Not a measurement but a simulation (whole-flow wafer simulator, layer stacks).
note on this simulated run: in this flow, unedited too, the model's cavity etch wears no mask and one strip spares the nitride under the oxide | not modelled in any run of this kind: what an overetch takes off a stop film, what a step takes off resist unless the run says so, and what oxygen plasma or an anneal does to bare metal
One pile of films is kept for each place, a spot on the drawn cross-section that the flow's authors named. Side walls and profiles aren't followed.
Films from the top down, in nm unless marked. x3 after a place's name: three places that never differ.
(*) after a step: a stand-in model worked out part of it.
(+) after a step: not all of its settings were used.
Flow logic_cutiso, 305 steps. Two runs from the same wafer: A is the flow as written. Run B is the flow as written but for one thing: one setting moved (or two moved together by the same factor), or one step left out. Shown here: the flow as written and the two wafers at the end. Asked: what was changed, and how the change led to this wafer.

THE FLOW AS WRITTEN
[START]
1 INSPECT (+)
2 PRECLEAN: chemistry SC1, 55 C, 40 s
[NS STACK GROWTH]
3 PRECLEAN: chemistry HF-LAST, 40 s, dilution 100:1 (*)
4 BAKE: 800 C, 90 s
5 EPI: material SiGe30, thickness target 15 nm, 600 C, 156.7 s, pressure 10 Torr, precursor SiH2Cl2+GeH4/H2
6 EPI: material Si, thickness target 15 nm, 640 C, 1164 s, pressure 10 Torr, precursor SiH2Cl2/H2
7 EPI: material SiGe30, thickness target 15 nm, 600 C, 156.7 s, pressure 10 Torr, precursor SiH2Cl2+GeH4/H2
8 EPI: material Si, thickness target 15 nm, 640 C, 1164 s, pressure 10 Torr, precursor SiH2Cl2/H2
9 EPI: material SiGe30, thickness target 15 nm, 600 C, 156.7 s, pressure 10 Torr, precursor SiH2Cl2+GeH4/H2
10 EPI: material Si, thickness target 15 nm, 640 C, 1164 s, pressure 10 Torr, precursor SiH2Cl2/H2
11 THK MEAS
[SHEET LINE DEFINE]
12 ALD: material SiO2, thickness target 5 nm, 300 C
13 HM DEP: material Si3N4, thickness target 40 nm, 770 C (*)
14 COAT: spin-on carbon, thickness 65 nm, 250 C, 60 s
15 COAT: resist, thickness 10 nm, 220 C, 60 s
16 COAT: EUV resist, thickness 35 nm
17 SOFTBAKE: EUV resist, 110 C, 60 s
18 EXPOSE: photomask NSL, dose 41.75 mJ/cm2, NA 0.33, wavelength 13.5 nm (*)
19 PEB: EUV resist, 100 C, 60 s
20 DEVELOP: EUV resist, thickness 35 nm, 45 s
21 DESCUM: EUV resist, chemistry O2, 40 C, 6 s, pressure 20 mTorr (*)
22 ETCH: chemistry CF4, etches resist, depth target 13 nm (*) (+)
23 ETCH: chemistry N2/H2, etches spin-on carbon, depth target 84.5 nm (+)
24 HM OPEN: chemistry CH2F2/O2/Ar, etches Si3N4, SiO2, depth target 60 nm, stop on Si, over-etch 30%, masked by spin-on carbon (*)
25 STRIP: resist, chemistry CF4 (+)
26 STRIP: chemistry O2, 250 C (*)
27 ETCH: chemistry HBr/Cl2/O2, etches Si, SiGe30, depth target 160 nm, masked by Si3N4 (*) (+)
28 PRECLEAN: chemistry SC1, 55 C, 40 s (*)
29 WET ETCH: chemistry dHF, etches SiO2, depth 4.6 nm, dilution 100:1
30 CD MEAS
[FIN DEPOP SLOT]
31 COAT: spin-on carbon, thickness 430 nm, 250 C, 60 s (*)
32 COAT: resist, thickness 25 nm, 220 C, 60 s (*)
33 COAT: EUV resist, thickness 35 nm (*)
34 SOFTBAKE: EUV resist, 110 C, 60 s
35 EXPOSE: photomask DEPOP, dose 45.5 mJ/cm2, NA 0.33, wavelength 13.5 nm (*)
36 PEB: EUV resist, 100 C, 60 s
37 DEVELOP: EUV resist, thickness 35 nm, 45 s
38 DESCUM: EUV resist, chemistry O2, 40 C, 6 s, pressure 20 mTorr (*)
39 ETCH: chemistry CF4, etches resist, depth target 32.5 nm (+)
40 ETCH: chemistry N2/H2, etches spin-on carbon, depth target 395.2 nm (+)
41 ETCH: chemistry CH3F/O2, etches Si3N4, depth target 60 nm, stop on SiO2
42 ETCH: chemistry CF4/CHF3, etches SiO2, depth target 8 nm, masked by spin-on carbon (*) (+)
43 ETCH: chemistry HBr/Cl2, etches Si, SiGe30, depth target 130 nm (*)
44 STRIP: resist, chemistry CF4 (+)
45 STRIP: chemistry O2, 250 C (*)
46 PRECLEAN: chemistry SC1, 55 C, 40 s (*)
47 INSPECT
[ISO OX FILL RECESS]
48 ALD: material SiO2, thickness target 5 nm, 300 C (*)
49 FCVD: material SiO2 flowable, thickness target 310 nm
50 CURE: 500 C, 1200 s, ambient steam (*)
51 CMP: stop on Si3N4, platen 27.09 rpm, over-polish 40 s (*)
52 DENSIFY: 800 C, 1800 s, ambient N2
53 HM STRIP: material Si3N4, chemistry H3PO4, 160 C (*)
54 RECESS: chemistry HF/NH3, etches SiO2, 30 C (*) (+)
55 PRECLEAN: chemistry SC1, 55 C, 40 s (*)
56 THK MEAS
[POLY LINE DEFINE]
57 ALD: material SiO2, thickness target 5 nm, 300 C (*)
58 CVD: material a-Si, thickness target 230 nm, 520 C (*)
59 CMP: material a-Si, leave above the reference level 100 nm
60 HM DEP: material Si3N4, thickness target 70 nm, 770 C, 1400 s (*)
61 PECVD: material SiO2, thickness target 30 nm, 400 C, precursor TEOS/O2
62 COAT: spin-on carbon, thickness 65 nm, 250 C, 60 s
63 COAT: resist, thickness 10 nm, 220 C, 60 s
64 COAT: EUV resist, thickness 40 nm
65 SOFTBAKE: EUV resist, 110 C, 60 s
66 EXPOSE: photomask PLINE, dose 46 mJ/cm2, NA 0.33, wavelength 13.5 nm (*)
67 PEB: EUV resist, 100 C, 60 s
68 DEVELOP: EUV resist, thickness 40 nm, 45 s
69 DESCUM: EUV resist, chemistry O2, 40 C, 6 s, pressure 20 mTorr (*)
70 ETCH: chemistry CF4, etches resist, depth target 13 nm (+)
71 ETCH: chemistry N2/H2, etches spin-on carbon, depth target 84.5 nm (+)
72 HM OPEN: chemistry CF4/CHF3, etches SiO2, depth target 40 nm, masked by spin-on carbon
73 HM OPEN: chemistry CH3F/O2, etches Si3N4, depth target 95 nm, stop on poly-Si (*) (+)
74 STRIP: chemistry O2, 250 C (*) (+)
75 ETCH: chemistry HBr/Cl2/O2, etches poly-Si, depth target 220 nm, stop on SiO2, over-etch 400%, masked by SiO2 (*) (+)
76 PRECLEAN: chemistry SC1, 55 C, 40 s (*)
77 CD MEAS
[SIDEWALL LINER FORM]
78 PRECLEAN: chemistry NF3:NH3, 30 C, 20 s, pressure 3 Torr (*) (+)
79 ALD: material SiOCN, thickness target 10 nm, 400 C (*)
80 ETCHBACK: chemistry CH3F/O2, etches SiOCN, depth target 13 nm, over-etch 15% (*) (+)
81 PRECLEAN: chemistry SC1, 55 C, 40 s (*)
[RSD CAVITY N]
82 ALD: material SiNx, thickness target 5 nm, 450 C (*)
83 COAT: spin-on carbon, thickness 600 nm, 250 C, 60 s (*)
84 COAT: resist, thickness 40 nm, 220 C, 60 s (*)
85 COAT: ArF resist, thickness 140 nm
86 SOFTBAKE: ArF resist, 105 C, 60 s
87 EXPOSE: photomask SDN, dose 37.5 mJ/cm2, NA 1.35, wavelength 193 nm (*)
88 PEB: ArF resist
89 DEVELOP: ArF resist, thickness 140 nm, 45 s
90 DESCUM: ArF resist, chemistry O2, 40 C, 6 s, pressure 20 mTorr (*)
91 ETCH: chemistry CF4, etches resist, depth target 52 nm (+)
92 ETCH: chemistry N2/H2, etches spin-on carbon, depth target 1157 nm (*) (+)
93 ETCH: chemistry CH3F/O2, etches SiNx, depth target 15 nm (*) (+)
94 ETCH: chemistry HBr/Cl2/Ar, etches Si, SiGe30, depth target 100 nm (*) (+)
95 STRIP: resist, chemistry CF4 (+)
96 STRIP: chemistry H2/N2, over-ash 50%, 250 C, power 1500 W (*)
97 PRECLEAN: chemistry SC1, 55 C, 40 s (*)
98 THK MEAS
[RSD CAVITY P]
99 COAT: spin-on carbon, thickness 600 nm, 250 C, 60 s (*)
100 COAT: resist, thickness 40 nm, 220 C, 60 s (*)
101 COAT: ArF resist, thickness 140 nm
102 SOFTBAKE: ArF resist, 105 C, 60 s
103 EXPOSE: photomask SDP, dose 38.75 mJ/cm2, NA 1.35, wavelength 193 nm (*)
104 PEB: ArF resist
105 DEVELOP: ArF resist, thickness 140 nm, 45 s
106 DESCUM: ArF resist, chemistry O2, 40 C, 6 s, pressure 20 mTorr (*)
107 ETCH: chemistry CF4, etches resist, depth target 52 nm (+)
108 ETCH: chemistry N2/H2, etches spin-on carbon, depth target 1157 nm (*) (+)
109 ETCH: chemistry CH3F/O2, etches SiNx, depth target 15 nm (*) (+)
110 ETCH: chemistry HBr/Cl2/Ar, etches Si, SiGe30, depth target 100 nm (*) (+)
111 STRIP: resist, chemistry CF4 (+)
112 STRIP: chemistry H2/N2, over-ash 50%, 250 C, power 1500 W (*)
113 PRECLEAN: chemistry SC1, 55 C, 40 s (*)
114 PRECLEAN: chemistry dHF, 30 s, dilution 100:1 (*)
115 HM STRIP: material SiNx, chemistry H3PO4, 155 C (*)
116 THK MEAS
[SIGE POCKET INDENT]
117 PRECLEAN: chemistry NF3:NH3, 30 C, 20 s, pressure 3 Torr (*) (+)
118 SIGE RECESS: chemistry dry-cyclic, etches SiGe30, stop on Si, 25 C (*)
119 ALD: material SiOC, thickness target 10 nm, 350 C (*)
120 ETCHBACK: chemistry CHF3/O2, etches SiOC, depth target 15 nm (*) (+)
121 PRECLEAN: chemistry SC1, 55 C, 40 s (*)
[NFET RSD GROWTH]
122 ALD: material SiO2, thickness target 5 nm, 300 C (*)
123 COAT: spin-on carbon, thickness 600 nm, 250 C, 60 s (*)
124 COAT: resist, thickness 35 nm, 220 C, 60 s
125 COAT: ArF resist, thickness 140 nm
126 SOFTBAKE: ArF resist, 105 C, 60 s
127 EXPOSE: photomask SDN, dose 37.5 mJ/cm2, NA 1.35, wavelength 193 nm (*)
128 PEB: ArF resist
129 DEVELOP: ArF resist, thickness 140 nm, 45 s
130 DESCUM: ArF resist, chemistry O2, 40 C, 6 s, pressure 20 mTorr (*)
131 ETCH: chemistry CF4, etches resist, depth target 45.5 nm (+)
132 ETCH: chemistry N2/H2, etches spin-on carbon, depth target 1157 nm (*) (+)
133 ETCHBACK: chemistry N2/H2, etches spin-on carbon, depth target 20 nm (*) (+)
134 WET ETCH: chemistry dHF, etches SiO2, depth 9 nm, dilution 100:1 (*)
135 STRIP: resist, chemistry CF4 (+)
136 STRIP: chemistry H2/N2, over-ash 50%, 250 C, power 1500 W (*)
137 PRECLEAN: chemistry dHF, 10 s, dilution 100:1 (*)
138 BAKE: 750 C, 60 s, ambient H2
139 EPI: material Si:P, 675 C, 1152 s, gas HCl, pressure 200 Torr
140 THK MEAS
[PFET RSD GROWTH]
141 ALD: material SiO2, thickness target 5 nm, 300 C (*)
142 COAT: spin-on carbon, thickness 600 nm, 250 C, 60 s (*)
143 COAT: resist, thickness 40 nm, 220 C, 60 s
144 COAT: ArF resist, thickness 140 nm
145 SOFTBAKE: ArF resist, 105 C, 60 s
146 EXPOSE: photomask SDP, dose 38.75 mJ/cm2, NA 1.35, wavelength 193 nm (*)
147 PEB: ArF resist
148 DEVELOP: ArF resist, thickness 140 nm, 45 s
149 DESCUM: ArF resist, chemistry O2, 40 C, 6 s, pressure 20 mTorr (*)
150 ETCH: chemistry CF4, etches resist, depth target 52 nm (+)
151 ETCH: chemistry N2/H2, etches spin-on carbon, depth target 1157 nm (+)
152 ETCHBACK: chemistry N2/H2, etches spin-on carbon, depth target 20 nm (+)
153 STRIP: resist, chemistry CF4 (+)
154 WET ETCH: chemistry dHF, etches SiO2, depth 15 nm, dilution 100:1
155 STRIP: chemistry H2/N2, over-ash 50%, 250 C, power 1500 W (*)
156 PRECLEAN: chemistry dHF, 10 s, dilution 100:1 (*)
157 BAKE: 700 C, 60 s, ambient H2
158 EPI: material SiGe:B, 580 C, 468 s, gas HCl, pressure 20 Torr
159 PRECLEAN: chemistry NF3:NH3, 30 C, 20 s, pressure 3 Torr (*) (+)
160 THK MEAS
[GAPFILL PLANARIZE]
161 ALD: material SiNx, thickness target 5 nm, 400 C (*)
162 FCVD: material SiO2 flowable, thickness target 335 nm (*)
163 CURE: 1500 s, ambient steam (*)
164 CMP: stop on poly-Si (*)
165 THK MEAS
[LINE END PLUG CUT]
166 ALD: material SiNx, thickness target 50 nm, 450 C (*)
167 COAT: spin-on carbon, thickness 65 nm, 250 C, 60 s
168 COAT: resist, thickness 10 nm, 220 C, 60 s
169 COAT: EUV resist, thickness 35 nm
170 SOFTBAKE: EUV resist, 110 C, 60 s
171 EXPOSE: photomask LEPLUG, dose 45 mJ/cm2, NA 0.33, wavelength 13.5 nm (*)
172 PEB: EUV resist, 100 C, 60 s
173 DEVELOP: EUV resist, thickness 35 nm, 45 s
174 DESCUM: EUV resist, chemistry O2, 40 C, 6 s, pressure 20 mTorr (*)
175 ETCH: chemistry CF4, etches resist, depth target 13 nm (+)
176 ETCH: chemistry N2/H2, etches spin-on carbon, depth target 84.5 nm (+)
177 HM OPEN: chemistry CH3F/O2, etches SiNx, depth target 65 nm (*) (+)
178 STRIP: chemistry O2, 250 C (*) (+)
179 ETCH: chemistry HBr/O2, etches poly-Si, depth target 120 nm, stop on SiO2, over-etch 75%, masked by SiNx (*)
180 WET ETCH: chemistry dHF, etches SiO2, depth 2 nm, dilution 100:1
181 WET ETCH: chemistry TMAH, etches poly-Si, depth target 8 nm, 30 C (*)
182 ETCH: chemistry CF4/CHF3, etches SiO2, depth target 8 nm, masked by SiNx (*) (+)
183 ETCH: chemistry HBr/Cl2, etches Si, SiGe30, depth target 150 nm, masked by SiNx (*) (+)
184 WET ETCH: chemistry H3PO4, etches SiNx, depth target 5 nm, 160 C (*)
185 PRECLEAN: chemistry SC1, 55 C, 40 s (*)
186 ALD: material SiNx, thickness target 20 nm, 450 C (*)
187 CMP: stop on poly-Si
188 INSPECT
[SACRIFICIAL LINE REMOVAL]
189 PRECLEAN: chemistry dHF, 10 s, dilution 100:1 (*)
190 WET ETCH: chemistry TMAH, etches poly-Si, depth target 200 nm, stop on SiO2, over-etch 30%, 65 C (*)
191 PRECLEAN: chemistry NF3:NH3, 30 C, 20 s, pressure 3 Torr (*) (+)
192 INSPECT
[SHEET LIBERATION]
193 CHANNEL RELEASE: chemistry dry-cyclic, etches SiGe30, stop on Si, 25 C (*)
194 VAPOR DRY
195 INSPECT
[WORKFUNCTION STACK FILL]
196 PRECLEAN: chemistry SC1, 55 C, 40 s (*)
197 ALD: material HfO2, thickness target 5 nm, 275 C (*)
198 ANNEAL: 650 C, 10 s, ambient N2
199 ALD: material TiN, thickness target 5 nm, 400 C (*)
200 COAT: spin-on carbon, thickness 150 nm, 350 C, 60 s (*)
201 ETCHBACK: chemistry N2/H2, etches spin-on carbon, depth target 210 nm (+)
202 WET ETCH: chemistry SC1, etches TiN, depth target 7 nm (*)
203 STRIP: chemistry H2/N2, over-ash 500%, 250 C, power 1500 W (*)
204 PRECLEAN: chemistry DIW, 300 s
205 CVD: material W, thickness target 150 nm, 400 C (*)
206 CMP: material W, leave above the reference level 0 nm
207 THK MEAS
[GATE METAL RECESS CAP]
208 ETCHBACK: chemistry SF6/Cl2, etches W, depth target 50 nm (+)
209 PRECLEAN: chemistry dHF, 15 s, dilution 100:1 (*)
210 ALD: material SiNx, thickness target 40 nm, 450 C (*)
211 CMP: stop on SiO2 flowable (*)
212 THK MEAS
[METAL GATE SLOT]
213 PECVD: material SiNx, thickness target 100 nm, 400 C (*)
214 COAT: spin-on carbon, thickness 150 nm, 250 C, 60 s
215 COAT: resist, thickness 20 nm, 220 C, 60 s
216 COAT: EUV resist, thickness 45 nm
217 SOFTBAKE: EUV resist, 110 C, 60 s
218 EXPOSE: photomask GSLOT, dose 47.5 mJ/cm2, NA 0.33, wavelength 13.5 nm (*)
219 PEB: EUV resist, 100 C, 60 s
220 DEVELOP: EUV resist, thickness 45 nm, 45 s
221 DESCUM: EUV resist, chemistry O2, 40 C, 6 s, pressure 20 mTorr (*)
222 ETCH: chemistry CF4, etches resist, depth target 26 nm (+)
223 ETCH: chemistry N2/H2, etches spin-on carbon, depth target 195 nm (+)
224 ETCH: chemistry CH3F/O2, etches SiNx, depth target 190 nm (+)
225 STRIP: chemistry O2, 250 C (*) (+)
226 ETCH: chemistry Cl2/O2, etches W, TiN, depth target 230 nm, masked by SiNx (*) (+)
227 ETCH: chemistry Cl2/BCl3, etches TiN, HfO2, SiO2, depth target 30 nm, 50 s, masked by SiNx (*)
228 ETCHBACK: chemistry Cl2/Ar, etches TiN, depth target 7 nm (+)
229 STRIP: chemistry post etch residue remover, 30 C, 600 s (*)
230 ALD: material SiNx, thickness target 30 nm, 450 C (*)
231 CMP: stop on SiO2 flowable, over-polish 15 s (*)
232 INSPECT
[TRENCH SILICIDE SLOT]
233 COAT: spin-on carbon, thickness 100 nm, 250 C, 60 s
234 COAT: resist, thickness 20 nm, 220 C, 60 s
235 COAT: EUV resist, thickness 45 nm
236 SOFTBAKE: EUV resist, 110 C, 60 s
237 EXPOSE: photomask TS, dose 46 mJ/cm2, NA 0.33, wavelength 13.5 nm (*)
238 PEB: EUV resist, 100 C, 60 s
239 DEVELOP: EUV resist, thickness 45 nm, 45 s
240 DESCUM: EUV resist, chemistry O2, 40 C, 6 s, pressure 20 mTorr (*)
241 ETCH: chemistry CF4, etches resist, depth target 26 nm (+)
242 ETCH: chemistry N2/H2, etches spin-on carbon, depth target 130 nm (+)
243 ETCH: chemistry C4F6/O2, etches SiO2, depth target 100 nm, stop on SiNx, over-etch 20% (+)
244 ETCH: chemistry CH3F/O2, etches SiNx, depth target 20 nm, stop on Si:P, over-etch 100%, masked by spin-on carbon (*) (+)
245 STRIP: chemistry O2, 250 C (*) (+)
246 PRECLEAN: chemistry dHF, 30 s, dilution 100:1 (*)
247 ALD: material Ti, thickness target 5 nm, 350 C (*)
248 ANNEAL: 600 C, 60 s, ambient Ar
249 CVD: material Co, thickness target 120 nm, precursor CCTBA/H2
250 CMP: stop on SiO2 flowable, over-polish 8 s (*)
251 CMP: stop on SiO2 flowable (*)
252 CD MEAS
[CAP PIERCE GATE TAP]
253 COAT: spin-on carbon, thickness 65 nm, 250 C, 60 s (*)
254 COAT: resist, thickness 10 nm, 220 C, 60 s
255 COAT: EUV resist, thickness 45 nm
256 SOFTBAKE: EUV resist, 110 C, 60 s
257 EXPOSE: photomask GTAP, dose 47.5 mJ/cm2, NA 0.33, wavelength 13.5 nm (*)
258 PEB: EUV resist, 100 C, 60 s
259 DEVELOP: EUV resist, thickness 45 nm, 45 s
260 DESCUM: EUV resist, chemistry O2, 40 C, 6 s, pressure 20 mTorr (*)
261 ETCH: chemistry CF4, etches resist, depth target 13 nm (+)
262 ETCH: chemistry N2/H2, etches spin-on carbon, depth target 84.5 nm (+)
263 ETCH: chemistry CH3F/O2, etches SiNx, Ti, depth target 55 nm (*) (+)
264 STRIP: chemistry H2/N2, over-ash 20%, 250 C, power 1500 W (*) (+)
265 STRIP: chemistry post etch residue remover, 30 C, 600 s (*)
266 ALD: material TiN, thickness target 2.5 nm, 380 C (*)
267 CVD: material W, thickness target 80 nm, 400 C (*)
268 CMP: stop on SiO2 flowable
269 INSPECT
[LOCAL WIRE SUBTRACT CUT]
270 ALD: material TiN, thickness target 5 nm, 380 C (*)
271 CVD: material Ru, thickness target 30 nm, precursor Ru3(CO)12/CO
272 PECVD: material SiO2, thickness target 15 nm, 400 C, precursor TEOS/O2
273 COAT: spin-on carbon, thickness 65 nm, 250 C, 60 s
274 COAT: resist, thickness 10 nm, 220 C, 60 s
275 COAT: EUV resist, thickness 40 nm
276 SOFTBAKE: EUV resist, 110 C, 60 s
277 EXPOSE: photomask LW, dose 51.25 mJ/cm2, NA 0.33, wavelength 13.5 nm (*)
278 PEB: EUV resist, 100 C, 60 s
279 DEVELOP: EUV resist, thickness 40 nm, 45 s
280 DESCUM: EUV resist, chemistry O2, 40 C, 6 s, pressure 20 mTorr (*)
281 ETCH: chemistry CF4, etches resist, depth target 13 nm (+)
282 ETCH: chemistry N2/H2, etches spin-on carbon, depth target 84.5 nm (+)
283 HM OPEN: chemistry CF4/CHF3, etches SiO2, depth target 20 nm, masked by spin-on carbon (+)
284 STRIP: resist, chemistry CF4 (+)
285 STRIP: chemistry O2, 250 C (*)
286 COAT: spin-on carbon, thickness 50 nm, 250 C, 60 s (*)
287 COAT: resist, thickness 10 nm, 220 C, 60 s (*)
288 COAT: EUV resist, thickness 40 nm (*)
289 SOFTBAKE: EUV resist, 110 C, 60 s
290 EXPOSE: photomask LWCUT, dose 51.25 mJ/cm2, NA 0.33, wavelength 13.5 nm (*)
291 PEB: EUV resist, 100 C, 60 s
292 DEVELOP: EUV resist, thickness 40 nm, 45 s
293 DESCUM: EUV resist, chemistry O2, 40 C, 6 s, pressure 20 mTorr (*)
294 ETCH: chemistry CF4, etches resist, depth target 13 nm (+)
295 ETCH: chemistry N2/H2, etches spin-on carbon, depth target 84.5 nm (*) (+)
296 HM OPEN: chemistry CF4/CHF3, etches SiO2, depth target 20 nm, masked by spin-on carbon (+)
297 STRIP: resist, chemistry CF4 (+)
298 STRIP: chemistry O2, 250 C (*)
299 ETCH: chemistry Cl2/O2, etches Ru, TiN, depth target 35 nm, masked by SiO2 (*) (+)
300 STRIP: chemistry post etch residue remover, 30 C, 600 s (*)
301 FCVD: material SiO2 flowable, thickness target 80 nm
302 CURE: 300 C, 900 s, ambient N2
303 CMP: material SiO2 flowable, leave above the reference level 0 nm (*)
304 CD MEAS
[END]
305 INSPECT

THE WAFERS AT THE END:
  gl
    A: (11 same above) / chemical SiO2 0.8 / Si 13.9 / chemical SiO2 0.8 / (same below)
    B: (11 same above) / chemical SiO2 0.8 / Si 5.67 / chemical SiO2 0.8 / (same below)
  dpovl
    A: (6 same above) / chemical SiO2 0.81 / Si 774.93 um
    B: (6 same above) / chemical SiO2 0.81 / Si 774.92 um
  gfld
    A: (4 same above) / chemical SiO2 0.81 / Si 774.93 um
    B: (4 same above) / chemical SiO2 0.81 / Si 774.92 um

The cause: step 8, EPI: 524 s was run, where the flow has 1164 s.

How the change led to this, step by step:
  8 EPI: material Si, thickness target 15 nm, 640 C, 1164 s, pressure 10 Torr, precursor SiH2Cl2/H2
      depop, dpovl, gfld and 19 more: A Si +15 (new film) | B Si +6.75 (new film)
  27 ETCH: chemistry HBr/Cl2/O2, etches Si, SiGe30, depth target 160 nm, masked by Si3N4 (*) (+)
      gfld, gxf, iso, lnri: A chemical SiO2 -0.79 (all of it), Si -11.4 (all of it), SiGe30 -15 (all of it), Si -15 (all of it), SiGe30 -15 (all of it), Si -15 (all of it), SiGe30 -15 (all of it), Si -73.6 | B chemical SiO2 -0.79 (all of it), Si -11.4 (all of it), SiGe30 -15 (all of it), Si -6.75 (all of it), SiGe30 -15 (all of it), Si -15 (all of it), SiGe30 -15 (all of it), Si -81.9
      dpovl, nsgap: A chemical SiO2 -0.79 (all of it), Si -11.8 (all of it), SiGe30 -15 (all of it), Si -15 (all of it), SiGe30 -15 (all of it), Si -15 (all of it), SiGe30 -15 (all of it), Si -73.2 | B chemical SiO2 -0.79 (all of it), Si -11.8 (all of it), SiGe30 -15 (all of it), Si -6.75 (all of it), SiGe30 -15 (all of it), Si -15 (all of it), SiGe30 -15 (all of it), Si -81.5
      (and at 1 more place)
  43 ETCH: chemistry HBr/Cl2, etches Si, SiGe30, depth target 130 nm (*)
      depop: A Si -14 (all of it), SiGe30 -15 (all of it), Si -15 (all of it), SiGe30 -15 (all of it), Si -15 (all of it), SiGe30 -15 (all of it), Si -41 | B Si -14 (all of it), SiGe30 -15 (all of it), Si -6.75 (all of it), SiGe30 -15 (all of it), Si -15 (all of it), SiGe30 -15 (all of it), Si -49.2
  94 ETCH: chemistry HBr/Cl2/Ar, etches Si, SiGe30, depth target 100 nm (*) (+)
      rsdn, rsdx: A chemical SiO2 -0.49 (all of it), Si -12.8 (all of it), SiGe30 -15 (all of it), Si -15 (all of it), SiGe30 -15 (all of it), Si -15 (all of it), SiGe30 -15 (all of it), Si -12.2 | B chemical SiO2 -0.49 (all of it), Si -12.8 (all of it), SiGe30 -15 (all of it), Si -6.75 (all of it), SiGe30 -15 (all of it), Si -15 (all of it), SiGe30 -15 (all of it), Si -20.4
  110 ETCH: chemistry HBr/Cl2/Ar, etches Si, SiGe30, depth target 100 nm (*) (+)
      rsdp, rsdw: A chemical SiO2 -0.49 (all of it), Si -12.8 (all of it), SiGe30 -15 (all of it), Si -15 (all of it), SiGe30 -15 (all of it), Si -15 (all of it), SiGe30 -15 (all of it), Si -12.2 | B chemical SiO2 -0.49 (all of it), Si -12.8 (all of it), SiGe30 -15 (all of it), Si -6.75 (all of it), SiGe30 -15 (all of it), Si -15 (all of it), SiGe30 -15 (all of it), Si -20.4
  183 ETCH: chemistry HBr/Cl2, etches Si, SiGe30, depth target 150 nm, masked by SiNx (*) (+)
      plug: A Si -13.6 (all of it), SiGe30 -15 (all of it), Si -15 (all of it), SiGe30 -15 (all of it), Si -15 (all of it), SiGe30 -15 (all of it), Si -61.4 | B Si -13.6 (all of it), SiGe30 -15 (all of it), Si -6.75 (all of it), SiGe30 -15 (all of it), Si -15 (all of it), SiGe30 -15 (all of it), Si -69.7
